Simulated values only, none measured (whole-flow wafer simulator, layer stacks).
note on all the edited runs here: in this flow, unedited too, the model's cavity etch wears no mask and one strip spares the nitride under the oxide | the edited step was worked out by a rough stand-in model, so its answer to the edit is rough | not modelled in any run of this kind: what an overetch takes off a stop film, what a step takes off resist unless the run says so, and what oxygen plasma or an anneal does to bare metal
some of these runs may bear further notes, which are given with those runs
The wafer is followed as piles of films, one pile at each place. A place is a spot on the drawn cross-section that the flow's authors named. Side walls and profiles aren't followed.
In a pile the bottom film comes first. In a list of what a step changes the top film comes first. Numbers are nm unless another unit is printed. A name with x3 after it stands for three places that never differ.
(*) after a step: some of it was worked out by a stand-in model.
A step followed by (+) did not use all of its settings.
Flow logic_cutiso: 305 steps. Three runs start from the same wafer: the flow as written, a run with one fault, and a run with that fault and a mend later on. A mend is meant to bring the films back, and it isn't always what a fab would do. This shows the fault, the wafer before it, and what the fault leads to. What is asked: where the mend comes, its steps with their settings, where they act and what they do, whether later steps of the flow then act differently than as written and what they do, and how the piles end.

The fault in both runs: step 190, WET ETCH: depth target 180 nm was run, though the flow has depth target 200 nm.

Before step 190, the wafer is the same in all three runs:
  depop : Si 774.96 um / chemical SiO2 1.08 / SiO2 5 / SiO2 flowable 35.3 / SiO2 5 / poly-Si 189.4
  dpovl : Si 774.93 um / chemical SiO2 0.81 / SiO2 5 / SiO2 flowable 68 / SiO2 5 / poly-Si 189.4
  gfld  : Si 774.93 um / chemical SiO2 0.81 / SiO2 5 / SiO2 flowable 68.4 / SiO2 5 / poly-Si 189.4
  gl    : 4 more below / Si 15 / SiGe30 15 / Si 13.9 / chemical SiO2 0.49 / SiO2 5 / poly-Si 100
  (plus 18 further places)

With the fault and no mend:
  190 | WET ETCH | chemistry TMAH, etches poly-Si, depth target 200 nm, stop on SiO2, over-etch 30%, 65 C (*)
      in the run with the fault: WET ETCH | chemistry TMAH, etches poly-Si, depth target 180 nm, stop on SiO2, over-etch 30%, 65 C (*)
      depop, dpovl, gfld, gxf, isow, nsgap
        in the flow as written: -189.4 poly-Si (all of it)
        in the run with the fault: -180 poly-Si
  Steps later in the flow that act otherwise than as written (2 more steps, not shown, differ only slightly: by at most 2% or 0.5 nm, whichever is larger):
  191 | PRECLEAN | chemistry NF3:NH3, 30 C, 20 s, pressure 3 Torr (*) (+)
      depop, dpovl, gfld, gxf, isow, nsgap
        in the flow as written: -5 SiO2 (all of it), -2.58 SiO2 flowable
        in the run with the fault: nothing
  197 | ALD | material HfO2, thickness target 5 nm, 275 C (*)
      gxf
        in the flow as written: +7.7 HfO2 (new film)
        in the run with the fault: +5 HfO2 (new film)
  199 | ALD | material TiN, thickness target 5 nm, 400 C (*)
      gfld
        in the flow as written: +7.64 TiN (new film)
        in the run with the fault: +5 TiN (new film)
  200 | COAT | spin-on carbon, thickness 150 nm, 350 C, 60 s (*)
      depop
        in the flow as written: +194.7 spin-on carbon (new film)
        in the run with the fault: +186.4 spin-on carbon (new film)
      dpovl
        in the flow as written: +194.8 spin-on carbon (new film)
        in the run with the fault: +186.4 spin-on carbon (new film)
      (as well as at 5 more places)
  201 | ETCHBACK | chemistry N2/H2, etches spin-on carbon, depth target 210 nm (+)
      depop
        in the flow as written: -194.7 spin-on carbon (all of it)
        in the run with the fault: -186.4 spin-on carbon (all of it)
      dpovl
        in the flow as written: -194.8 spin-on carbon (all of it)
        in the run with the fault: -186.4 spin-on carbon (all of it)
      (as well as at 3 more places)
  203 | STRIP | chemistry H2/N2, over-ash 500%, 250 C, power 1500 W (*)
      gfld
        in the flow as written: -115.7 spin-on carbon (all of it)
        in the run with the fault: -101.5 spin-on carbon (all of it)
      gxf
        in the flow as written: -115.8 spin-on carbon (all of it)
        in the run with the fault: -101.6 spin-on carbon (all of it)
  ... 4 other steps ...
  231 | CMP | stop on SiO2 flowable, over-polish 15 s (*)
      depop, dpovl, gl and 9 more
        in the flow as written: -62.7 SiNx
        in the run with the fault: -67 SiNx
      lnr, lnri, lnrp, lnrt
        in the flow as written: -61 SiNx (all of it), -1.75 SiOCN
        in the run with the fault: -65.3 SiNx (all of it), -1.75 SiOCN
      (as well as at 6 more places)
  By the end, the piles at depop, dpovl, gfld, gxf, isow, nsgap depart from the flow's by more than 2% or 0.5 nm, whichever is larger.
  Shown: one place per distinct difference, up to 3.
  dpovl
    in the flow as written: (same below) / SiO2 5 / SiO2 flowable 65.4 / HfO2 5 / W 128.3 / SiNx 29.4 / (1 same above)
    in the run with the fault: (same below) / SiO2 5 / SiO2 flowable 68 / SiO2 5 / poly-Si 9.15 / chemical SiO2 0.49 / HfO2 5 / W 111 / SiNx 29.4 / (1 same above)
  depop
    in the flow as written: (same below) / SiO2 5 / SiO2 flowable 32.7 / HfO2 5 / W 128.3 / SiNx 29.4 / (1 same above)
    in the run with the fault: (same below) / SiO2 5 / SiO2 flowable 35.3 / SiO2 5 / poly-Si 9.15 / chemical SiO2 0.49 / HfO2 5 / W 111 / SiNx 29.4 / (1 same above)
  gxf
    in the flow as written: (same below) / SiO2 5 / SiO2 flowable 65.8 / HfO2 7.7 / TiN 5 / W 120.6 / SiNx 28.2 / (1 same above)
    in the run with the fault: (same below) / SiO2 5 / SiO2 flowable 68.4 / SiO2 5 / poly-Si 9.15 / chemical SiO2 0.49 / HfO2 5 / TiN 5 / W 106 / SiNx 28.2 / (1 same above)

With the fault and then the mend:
  After step 190 comes the mend.
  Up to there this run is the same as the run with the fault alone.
  190a | WET ETCH | chemistry TMAH, etches poly-Si, depth target 20 nm, stop on SiO2, over-etch 30%, 65 C (*) (a further turn of the flow's step 190, with different settings)
      depop, dpovl, gfld, gxf, isow, nsgap
        -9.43 poly-Si (all of it)
  Later steps of the flow that are run all act as written at every place that is followed.
  At every place that both follow, the piles at the end match the flow's.
